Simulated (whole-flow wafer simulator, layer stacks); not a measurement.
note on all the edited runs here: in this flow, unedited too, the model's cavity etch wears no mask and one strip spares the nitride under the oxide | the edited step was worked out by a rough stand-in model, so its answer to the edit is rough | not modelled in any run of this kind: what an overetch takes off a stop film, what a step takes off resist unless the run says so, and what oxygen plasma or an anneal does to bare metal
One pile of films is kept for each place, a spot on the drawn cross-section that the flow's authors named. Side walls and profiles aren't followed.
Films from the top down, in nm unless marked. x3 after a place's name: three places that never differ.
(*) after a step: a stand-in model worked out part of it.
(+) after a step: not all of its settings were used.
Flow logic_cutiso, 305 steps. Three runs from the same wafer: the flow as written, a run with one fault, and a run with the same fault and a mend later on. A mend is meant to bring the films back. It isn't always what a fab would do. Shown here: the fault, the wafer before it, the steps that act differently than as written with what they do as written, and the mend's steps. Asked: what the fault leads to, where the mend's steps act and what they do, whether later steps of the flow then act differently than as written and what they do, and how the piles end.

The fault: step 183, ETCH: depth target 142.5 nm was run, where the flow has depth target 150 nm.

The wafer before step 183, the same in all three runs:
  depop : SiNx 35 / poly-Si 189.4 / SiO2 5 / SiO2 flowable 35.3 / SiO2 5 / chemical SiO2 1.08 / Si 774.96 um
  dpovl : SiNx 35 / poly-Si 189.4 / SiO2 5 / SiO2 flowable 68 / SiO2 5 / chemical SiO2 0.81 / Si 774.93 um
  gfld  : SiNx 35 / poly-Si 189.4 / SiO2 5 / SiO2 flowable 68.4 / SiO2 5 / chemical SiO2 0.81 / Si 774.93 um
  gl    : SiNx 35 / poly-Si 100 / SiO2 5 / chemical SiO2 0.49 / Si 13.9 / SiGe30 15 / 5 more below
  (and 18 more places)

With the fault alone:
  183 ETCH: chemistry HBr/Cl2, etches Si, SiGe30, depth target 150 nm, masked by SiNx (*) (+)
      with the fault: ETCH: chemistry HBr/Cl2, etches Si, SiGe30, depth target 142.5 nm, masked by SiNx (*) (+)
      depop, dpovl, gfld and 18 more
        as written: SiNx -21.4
        with the fault: SiNx -20.4
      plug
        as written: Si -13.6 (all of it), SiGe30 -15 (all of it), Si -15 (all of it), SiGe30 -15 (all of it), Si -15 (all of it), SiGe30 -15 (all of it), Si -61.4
        with the fault: Si -13.6 (all of it), SiGe30 -15 (all of it), Si -15 (all of it), SiGe30 -15 (all of it), Si -15 (all of it), SiGe30 -15 (all of it), Si -53.9
  Later steps of the flow that act differently than as written:
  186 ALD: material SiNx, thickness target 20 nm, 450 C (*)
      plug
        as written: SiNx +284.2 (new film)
        with the fault: SiNx +277.8 (new film)
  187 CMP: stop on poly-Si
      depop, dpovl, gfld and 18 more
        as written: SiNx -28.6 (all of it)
        with the fault: SiNx -29.6 (all of it)
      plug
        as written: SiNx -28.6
        with the fault: SiNx -29.6
  At the end the piles differ from the flow's by more than 2% or 0.5 nm, whichever is larger, at plug.
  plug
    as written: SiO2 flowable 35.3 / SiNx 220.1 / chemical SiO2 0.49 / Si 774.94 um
    with the fault: SiO2 flowable 35.3 / SiNx 212.6 / chemical SiO2 0.49 / Si 774.95 um

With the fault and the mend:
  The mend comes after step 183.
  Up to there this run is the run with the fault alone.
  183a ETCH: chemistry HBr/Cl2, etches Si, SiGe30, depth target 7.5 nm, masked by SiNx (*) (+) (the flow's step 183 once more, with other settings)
      depop, dpovl, gfld and 18 more
        SiNx -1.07
      plug
        Si -7.5
  No later step of the flow acts differently than as written at any place that is followed.
  At the end the piles are the same as the flow's at every place that both follow.
